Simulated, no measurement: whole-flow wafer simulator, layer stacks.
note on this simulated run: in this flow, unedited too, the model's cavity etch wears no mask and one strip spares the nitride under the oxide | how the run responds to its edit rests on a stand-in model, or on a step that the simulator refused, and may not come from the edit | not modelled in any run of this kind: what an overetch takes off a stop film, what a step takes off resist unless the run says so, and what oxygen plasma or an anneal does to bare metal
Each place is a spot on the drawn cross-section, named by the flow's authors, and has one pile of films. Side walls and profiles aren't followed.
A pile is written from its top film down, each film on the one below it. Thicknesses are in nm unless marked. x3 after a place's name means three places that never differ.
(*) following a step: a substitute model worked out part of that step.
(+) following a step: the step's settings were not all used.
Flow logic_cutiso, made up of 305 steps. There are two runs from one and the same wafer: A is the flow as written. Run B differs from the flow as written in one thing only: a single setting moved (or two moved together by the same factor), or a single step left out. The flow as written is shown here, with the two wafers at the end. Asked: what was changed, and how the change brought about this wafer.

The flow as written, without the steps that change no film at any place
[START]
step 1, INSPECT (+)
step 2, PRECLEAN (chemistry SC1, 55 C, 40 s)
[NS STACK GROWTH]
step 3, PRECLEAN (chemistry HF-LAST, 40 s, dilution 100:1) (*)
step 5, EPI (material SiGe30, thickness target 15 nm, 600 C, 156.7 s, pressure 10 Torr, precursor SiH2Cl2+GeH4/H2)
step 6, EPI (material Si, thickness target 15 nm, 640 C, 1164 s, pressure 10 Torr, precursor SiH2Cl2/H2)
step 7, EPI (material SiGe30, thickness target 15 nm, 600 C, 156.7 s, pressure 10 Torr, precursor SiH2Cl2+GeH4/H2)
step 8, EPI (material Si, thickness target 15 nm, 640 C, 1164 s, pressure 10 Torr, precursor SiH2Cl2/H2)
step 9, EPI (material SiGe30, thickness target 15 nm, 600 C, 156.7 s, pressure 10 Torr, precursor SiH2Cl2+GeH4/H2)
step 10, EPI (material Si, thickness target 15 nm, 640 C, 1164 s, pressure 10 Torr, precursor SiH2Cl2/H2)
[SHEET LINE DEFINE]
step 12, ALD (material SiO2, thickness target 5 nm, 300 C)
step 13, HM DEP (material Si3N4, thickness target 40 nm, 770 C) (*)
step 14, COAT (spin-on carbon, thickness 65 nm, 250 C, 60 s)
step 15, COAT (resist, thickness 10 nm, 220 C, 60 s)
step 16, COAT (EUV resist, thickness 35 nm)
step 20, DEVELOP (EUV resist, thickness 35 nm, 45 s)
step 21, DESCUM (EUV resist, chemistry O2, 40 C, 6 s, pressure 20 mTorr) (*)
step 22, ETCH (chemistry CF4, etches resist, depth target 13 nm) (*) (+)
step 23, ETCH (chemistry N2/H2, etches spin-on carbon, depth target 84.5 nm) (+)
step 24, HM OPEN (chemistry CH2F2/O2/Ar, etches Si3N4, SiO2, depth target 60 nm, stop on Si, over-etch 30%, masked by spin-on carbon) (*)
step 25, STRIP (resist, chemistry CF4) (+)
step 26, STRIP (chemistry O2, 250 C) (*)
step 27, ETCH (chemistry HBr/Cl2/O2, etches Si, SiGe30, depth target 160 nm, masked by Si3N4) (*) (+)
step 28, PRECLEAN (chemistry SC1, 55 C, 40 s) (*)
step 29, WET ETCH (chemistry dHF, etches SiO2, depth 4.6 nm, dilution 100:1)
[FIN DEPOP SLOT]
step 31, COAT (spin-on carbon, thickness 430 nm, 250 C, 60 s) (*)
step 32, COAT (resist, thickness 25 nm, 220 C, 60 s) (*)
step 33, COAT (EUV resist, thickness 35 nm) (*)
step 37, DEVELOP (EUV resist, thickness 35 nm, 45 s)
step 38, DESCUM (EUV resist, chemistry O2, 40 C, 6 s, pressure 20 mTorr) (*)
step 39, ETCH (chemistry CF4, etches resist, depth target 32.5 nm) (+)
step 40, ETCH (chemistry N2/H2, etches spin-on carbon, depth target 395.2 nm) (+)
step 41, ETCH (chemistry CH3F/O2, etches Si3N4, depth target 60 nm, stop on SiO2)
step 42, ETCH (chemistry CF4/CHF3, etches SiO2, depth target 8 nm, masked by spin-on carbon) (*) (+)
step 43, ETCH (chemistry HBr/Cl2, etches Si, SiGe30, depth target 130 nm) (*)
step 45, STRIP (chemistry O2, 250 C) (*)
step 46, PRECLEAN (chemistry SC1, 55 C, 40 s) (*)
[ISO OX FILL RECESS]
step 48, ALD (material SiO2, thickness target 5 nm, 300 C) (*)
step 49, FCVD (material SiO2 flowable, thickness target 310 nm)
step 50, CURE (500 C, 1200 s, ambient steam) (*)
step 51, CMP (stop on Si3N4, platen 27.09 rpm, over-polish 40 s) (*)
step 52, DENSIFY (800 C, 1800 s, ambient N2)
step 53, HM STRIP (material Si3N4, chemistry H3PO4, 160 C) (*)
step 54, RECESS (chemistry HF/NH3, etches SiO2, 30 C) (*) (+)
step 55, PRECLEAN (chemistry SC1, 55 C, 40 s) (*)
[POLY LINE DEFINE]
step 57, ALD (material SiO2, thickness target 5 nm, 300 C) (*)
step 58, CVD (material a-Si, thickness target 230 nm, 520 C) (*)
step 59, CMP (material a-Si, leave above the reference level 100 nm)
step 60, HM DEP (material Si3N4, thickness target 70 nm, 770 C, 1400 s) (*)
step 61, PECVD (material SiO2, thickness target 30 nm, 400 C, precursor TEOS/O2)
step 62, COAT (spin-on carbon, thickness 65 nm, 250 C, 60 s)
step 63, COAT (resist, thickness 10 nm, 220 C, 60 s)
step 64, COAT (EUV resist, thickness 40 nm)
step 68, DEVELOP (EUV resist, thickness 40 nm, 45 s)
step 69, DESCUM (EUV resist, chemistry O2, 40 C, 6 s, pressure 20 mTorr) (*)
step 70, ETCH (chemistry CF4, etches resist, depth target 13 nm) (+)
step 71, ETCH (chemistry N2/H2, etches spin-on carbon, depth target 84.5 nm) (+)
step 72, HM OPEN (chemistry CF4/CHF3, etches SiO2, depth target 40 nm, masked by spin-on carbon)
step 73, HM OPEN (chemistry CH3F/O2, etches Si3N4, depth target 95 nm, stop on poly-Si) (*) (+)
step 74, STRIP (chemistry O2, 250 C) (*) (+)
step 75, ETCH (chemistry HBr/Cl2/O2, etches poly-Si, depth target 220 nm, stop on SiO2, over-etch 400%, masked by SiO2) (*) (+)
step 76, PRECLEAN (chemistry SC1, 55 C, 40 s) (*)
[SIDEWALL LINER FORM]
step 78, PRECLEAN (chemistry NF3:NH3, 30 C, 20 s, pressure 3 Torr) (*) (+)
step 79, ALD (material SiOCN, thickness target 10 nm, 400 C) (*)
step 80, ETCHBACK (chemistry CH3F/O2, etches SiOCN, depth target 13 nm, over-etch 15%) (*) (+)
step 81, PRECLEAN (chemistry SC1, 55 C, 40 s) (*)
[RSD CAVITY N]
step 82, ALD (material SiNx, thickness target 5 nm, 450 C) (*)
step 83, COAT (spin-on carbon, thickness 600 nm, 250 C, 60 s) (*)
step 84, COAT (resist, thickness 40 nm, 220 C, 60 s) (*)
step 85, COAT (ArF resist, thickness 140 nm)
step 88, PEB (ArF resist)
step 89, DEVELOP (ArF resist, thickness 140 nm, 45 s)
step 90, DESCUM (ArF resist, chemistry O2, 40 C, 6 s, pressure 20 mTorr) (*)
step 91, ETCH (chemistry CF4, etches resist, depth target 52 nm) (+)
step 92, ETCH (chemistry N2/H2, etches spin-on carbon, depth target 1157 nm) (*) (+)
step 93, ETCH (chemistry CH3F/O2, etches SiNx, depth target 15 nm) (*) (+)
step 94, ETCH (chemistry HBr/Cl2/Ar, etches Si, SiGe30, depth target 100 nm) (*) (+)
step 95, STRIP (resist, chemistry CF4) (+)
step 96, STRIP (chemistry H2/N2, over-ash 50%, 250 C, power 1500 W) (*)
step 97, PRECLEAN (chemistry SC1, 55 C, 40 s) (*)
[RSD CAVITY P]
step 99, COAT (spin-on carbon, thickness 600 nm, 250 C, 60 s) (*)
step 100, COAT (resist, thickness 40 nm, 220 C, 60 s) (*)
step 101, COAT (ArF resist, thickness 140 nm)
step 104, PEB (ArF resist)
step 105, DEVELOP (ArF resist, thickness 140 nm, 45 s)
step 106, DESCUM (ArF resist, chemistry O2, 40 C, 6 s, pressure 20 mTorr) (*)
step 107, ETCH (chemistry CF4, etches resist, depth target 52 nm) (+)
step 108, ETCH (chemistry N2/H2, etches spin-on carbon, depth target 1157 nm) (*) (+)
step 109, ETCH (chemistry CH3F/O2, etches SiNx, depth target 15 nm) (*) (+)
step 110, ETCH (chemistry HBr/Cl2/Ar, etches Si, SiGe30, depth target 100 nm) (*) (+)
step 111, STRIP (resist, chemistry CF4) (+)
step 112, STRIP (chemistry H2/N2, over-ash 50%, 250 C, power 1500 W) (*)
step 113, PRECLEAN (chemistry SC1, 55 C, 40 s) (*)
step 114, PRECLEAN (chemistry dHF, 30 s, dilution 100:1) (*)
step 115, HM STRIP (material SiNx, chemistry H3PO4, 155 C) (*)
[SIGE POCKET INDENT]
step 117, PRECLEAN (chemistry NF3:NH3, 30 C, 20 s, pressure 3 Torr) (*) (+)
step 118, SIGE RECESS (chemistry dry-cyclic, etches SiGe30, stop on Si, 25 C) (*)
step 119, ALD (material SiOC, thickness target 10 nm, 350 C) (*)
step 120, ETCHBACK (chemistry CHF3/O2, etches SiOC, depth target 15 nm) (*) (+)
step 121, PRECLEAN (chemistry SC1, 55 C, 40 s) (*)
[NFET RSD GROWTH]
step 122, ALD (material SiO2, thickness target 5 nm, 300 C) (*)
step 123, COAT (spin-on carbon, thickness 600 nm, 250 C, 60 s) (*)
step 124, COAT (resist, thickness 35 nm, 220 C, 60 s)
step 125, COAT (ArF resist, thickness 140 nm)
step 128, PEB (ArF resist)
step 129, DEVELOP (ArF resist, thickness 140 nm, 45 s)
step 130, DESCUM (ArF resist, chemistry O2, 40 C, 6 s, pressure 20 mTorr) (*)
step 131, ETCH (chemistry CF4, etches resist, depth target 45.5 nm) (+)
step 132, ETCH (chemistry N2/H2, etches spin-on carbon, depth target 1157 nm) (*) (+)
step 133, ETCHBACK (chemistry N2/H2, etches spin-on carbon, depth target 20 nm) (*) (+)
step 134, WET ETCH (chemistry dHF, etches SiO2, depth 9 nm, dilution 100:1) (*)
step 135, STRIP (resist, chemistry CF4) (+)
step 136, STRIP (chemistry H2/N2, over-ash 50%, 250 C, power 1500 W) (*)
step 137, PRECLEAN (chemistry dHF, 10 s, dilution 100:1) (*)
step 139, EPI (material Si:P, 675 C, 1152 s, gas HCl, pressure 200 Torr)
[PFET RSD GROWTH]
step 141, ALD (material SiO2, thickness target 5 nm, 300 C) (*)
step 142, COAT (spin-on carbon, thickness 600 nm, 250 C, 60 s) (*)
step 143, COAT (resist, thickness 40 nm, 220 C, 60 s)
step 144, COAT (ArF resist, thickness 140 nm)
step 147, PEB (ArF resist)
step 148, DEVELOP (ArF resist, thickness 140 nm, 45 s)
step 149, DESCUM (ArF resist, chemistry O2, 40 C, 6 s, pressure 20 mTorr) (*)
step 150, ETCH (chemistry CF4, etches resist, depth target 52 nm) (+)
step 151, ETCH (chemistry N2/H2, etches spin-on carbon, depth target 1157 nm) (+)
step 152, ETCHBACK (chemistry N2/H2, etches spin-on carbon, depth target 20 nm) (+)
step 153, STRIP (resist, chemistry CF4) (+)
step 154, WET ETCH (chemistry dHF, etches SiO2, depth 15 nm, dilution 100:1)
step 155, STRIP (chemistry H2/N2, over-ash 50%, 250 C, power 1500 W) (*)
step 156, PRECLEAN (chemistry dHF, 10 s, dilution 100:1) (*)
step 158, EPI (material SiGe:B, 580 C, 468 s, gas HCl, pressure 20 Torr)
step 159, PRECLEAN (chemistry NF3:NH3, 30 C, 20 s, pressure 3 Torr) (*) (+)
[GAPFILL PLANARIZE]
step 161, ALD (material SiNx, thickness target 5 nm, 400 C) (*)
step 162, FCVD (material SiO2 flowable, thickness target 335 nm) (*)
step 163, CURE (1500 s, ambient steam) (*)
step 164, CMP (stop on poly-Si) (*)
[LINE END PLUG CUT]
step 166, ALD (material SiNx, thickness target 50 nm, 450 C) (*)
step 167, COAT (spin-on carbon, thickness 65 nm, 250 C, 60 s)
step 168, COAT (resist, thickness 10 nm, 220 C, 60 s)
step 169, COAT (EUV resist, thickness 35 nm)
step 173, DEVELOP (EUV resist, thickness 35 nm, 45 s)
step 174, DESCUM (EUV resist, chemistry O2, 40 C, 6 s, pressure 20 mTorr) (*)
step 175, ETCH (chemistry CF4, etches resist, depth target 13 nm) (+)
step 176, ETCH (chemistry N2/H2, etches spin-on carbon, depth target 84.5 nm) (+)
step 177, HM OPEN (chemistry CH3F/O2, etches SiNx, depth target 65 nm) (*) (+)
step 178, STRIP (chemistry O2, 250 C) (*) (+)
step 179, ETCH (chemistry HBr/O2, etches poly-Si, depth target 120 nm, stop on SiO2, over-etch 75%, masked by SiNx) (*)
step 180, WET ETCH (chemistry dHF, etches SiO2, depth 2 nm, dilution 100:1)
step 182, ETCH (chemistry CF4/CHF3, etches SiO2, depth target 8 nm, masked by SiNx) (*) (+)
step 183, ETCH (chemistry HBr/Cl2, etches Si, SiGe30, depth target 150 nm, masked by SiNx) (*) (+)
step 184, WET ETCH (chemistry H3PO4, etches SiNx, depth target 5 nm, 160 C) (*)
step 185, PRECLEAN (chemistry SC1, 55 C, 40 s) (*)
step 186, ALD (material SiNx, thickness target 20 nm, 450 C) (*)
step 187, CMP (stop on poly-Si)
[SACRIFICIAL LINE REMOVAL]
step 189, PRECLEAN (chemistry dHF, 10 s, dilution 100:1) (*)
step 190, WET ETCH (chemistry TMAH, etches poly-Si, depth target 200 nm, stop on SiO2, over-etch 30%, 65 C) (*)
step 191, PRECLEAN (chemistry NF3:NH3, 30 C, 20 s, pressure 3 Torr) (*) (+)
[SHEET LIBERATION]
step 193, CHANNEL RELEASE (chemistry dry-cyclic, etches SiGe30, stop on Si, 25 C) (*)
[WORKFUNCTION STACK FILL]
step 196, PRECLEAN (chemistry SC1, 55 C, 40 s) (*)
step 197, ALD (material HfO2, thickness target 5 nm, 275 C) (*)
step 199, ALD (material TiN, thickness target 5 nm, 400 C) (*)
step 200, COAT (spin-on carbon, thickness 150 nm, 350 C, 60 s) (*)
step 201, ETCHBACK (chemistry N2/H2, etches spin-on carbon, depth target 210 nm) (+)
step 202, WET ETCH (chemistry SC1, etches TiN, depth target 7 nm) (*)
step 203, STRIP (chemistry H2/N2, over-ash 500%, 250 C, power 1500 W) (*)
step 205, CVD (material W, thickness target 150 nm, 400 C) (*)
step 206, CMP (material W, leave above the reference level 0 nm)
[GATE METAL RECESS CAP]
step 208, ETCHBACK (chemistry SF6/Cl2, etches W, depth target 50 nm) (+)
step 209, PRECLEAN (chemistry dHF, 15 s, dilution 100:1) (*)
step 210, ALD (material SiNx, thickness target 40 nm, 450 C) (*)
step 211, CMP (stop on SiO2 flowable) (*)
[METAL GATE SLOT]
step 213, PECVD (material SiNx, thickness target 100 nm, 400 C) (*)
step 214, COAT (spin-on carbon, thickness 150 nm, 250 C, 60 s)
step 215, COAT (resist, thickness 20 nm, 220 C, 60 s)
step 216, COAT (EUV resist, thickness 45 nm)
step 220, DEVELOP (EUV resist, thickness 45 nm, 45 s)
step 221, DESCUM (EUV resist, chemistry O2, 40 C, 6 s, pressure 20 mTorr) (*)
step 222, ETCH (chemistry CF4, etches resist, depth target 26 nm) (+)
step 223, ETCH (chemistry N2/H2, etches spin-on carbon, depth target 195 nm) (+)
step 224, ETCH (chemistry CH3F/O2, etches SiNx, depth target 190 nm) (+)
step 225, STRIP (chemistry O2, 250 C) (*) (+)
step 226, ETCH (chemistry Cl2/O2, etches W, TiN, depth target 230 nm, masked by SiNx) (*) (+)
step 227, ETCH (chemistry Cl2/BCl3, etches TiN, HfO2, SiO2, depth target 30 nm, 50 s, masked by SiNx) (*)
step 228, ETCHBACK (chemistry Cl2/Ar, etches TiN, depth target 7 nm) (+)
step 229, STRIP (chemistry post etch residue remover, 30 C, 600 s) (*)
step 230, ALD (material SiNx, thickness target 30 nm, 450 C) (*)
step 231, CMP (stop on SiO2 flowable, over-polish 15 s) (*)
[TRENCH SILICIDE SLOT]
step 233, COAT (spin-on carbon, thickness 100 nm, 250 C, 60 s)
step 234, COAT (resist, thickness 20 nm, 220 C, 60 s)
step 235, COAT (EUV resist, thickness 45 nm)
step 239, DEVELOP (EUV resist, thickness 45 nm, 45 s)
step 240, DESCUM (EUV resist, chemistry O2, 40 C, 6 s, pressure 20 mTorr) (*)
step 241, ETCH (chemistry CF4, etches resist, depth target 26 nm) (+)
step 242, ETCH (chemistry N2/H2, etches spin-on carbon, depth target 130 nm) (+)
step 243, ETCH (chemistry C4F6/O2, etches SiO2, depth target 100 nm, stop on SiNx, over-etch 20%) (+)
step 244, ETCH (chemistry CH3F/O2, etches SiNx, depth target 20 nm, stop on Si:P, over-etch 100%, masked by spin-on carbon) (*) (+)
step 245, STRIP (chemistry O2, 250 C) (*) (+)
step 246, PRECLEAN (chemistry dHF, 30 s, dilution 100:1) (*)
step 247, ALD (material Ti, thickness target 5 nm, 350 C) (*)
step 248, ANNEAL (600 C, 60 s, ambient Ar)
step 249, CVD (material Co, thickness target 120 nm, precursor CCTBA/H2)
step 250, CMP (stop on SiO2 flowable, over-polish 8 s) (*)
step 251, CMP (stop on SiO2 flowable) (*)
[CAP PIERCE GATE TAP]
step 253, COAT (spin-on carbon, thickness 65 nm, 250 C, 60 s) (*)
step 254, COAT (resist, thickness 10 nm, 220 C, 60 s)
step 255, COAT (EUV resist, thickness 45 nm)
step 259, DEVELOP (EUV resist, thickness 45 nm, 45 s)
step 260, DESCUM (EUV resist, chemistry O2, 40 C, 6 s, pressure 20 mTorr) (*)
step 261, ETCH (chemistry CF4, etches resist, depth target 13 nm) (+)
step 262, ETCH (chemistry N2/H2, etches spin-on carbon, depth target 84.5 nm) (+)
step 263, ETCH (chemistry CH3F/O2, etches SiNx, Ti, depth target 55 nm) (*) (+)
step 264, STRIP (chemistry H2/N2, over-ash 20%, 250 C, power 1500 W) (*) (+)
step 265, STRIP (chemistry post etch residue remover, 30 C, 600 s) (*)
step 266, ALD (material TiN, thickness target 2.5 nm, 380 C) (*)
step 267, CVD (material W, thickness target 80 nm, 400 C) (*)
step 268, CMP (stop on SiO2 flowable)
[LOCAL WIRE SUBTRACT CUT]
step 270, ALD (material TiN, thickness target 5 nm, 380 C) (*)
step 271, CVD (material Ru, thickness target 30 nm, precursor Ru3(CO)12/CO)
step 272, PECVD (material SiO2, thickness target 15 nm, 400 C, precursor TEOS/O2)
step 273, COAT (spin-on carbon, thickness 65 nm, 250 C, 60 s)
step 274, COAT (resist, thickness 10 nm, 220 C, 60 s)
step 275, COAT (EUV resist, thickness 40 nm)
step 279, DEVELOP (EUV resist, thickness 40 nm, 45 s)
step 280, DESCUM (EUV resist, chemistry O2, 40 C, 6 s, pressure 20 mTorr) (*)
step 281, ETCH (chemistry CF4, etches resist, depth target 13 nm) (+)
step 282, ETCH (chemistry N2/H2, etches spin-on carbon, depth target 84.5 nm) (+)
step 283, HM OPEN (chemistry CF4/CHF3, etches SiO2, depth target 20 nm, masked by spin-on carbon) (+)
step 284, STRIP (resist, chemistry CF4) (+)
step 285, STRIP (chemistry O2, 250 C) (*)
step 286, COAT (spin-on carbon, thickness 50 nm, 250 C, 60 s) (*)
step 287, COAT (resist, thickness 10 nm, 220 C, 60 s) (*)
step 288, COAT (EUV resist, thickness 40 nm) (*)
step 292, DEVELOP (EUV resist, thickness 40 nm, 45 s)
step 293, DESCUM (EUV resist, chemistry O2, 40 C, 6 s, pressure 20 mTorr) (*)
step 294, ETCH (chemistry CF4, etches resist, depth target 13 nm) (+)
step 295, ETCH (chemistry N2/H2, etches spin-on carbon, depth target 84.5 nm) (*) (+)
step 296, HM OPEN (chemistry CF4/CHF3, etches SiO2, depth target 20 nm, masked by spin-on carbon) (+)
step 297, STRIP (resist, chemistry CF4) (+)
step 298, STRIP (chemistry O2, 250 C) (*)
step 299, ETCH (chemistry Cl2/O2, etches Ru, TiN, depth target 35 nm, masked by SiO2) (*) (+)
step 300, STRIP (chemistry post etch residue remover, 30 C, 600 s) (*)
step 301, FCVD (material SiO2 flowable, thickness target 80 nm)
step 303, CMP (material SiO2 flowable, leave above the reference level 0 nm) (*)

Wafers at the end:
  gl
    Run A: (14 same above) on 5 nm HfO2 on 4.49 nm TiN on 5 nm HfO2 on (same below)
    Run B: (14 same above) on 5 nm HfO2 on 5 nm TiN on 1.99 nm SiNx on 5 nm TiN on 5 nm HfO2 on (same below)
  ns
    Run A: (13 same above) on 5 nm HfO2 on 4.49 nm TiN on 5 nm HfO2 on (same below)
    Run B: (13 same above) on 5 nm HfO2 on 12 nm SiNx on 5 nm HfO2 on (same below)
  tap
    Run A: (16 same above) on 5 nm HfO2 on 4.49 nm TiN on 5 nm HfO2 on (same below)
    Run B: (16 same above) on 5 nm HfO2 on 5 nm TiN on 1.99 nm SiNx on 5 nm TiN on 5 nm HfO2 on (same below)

Cause: step 7, EPI: thickness target 22.5 nm was run, whereas the flow has thickness target 15 nm; step 7, EPI: 235 s was run, where the flow has 156.7 s.

The path from the change to this, step by step:
  step 7, EPI (material SiGe30, thickness target 15 nm, 600 C, 156.7 s, pressure 10 Torr, precursor SiH2Cl2+GeH4/H2)
      depop, dpovl, gfld and 19 more: A +15 SiGe30 (new film) | B +22.5 SiGe30 (new film)
  step 27, ETCH (chemistry HBr/Cl2/O2, etches Si, SiGe30, depth target 160 nm, masked by Si3N4) (*) (+)
      gfld, gxf, iso, lnri: A -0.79 chemical SiO2 (all of it), -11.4 Si (all of it), -15 SiGe30 (all of it), -15 Si (all of it), -15 SiGe30 (all of it), -15 Si (all of it), -15 SiGe30 (all of it), -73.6 Si | B -0.79 chemical SiO2 (all of it), -11.4 Si (all of it), -15 SiGe30 (all of it), -15 Si (all of it), -22.5 SiGe30 (all of it), -15 Si (all of it), -15 SiGe30 (all of it), -66.1 Si
      dpovl, nsgap: A -0.79 chemical SiO2 (all of it), -11.8 Si (all of it), -15 SiGe30 (all of it), -15 Si (all of it), -15 SiGe30 (all of it), -15 Si (all of it), -15 SiGe30 (all of it), -73.2 Si | B -0.79 chemical SiO2 (all of it), -11.8 Si (all of it), -15 SiGe30 (all of it), -15 Si (all of it), -22.5 SiGe30 (all of it), -15 Si (all of it), -15 SiGe30 (all of it), -65.7 Si
      (also at 1 further place)
  step 43, ETCH (chemistry HBr/Cl2, etches Si, SiGe30, depth target 130 nm) (*)
      depop: A -14 Si (all of it), -15 SiGe30 (all of it), -15 Si (all of it), -15 SiGe30 (all of it), -15 Si (all of it), -15 SiGe30 (all of it), -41 Si | B -14 Si (all of it), -15 SiGe30 (all of it), -15 Si (all of it), -22.5 SiGe30 (all of it), -15 Si (all of it), -15 SiGe30 (all of it), -33.5 Si
  step 94, ETCH (chemistry HBr/Cl2/Ar, etches Si, SiGe30, depth target 100 nm) (*) (+)
      rsdn, rsdx: A -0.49 chemical SiO2 (all of it), -12.8 Si (all of it), -15 SiGe30 (all of it), -15 Si (all of it), -15 SiGe30 (all of it), -15 Si (all of it), -15 SiGe30 (all of it), -12.2 Si | B -0.49 chemical SiO2 (all of it), -12.8 Si (all of it), -15 SiGe30 (all of it), -15 Si (all of it), -22.5 SiGe30 (all of it), -15 Si (all of it), -15 SiGe30 (all of it), -4.66 Si
  step 110, ETCH (chemistry HBr/Cl2/Ar, etches Si, SiGe30, depth target 100 nm) (*) (+)
      rsdp, rsdw: A -0.49 chemical SiO2 (all of it), -12.8 Si (all of it), -15 SiGe30 (all of it), -15 Si (all of it), -15 SiGe30 (all of it), -15 Si (all of it), -15 SiGe30 (all of it), -12.2 Si | B -0.49 chemical SiO2 (all of it), -12.8 Si (all of it), -15 SiGe30 (all of it), -15 Si (all of it), -22.5 SiGe30 (all of it), -15 Si (all of it), -15 SiGe30 (all of it), -4.66 Si
  step 118, SIGE RECESS (chemistry dry-cyclic, etches SiGe30, stop on Si, 25 C) (*)
      lnr, lnrp, lnrt: A -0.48 SiOCN, -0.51 Si, +16 cavity (new film), -15 SiGe30 (all of it), -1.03 Si, +16 cavity (new film), -15 SiGe30 (all of it), -1.03 Si, +16 cavity (new film), -15 SiGe30 (all of it), -0.51 Si | B -0.48 SiOCN, -0.51 Si, +16 cavity (new film), -15 SiGe30 (all of it), -1.03 Si, +23.5 cavity (new film), -22.5 SiGe30 (all of it), -1.03 Si, +16 cavity (new film), -15 SiGe30 (all of it), -0.51 Si
  step 119, ALD (material SiOC, thickness target 10 nm, 350 C) (*)
      lnr, lnrp, lnrt: A +10 SiOC (new film), +16 SiOC (new film), -16 cavity (all of it), +16 SiOC (new film), -16 cavity (all of it), +16 SiOC (new film), -16 cavity (all of it) | B +10 SiOC (new film), +16 SiOC (new film), -16 cavity (all of it), +23.5 SiOC (new film), -23.5 cavity (all of it), +16 SiOC (new film), -16 cavity (all of it)
  step 183, ETCH (chemistry HBr/Cl2, etches Si, SiGe30, depth target 150 nm, masked by SiNx) (*) (+)
      plug: A -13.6 Si (all of it), -15 SiGe30 (all of it), -15 Si (all of it), -15 SiGe30 (all of it), -15 Si (all of it), -15 SiGe30 (all of it), -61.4 Si | B -13.6 Si (all of it), -15 SiGe30 (all of it), -15 Si (all of it), -22.5 SiGe30 (all of it), -15 Si (all of it), -15 SiGe30 (all of it), -53.9 Si
  step 193, CHANNEL RELEASE (chemistry dry-cyclic, etches SiGe30, stop on Si, 25 C) (*)
      gl, glp, gxn, gxp, ns, tap: A +0.8 chemical SiO2 (new film), -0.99 Si, +0.8 chemical SiO2 (new film), +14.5 cavity (new film), +0.8 chemical SiO2 (new film), -15 SiGe30 (all of it), -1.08 Si, +0.8 chemical SiO2 (new film), +14.5 cavity (new film), +0.8 chemical SiO2 (new film), -15 SiGe30 (all of it), -1.08 Si, +0.8 chemical SiO2 (new film), +14.5 cavity (new film), +0.8 chemical SiO2 (new film), -15 SiGe30 (all of it), -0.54 Si | B +0.8 chemical SiO2 (new film), -0.99 Si, +0.8 chemical SiO2 (new film), +14.5 cavity (new film), +0.8 chemical SiO2 (new film), -15 SiGe30 (all of it), -1.08 Si, +0.8 chemical SiO2 (new film), +22 cavity (new film), +0.8 chemical SiO2 (new film), -22.5 SiGe30 (all of it), -1.08 Si, +0.8 chemical SiO2 (new film), +14.5 cavity (new film), +0.8 chemical SiO2 (new film), -15 SiGe30 (all of it), -0.54 Si
  step 199, ALD (material TiN, thickness target 5 nm, 400 C) (*)
      gl, glp, tap: A +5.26 TiN (new film), +4.49 TiN (new film), -4.49 cavity (all of it), +4.49 TiN (new film), -4.49 cavity (all of it), +4.49 TiN (new film), -4.49 cavity (all of it) | B +5.26 TiN (new film), +4.49 TiN (new film), -4.49 cavity (all of it), +5 TiN (new film), -10 cavity, +5 TiN (new film), +4.49 TiN (new film), -4.49 cavity (all of it)
      gxn, gxp, ns: A +5 TiN (new film), +4.49 TiN (new film), -4.49 cavity (all of it), +4.49 TiN (new film), -4.49 cavity (all of it), +4.49 TiN (new film), -4.49 cavity (all of it) | B +5 TiN (new film), +4.49 TiN (new film), -4.49 cavity (all of it), +5 TiN (new film), -10 cavity, +5 TiN (new film), +4.49 TiN (new film), -4.49 cavity (all of it)
  step 202, WET ETCH (chemistry SC1, etches TiN, depth target 7 nm) (*)
      ns: A -5 TiN (all of it) | B -5 TiN (all of it), -5 TiN (all of it), +10 cavity, -5 TiN (all of it)
  step 210, ALD (material SiNx, thickness target 40 nm, 450 C) (*)
      gl, glp, gxn, gxp, tap: A +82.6 SiNx (new film) | B +82.6 SiNx (new film), +1.99 SiNx (new film), -1.99 cavity (all of it)
      ns: A +40 SiNx (new film) | B +40 SiNx (new film), +12 SiNx (new film), -12 cavity (all of it)
Taking metal films that touch as one body, gl has 5 bodies (between them, from the top down: HfO2 5 / chemical SiO2 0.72 / Si 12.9 / chemical SiO2 0.8 / HfO2 5; HfO2 5 / chemical SiO2 0.8 / Si 13.9 / chemical SiO2 0.8 / HfO2 5; SiNx 1.99; HfO2 5 / chemical SiO2 0.8 / Si 13.9 / chemical SiO2 0.8 / HfO2 5); the flow as written gives 4 bodies (between them, from the top down: HfO2 5 / chemical SiO2 0.72 / Si 12.9 / chemical SiO2 0.8 / HfO2 5; HfO2 5 / chemical SiO2 0.8 / Si 13.9 / chemical SiO2 0.8 / HfO2 5; HfO2 5 / chemical SiO2 0.8 / Si 13.9 / chemical SiO2 0.8 / HfO2 5).
Taking metal films that touch as one body, ns has 3 bodies (between them, from the top down: HfO2 5 / chemical SiO2 0.72 / Si 12.9 / chemical SiO2 0.8 / HfO2 5; HfO2 5 / chemical SiO2 0.8 / Si 13.9 / chemical SiO2 0.8 / HfO2 5 / SiNx 12 / HfO2 5 / chemical SiO2 0.8 / Si 13.9 / chemical SiO2 0.8 / HfO2 5); the flow as written gives 4 bodies (between them, from the top down: HfO2 5 / chemical SiO2 0.72 / Si 12.9 / chemical SiO2 0.8 / HfO2 5; HfO2 5 / chemical SiO2 0.8 / Si 13.9 / chemical SiO2 0.8 / HfO2 5; HfO2 5 / chemical SiO2 0.8 / Si 13.9 / chemical SiO2 0.8 / HfO2 5).
Taking metal films that touch as one body, tap has 5 bodies (between them, from the top down: HfO2 5 / chemical SiO2 0.72 / Si 12.9 / chemical SiO2 0.8 / HfO2 5; HfO2 5 / chemical SiO2 0.8 / Si 13.9 / chemical SiO2 0.8 / HfO2 5; SiNx 1.99; HfO2 5 / chemical SiO2 0.8 / Si 13.9 / chemical SiO2 0.8 / HfO2 5); the flow as written gives 4 bodies (between them, from the top down: HfO2 5 / chemical SiO2 0.72 / Si 12.9 / chemical SiO2 0.8 / HfO2 5; HfO2 5 / chemical SiO2 0.8 / Si 13.9 / chemical SiO2 0.8 / HfO2 5; HfO2 5 / chemical SiO2 0.8 / Si 13.9 / chemical SiO2 0.8 / HfO2 5).
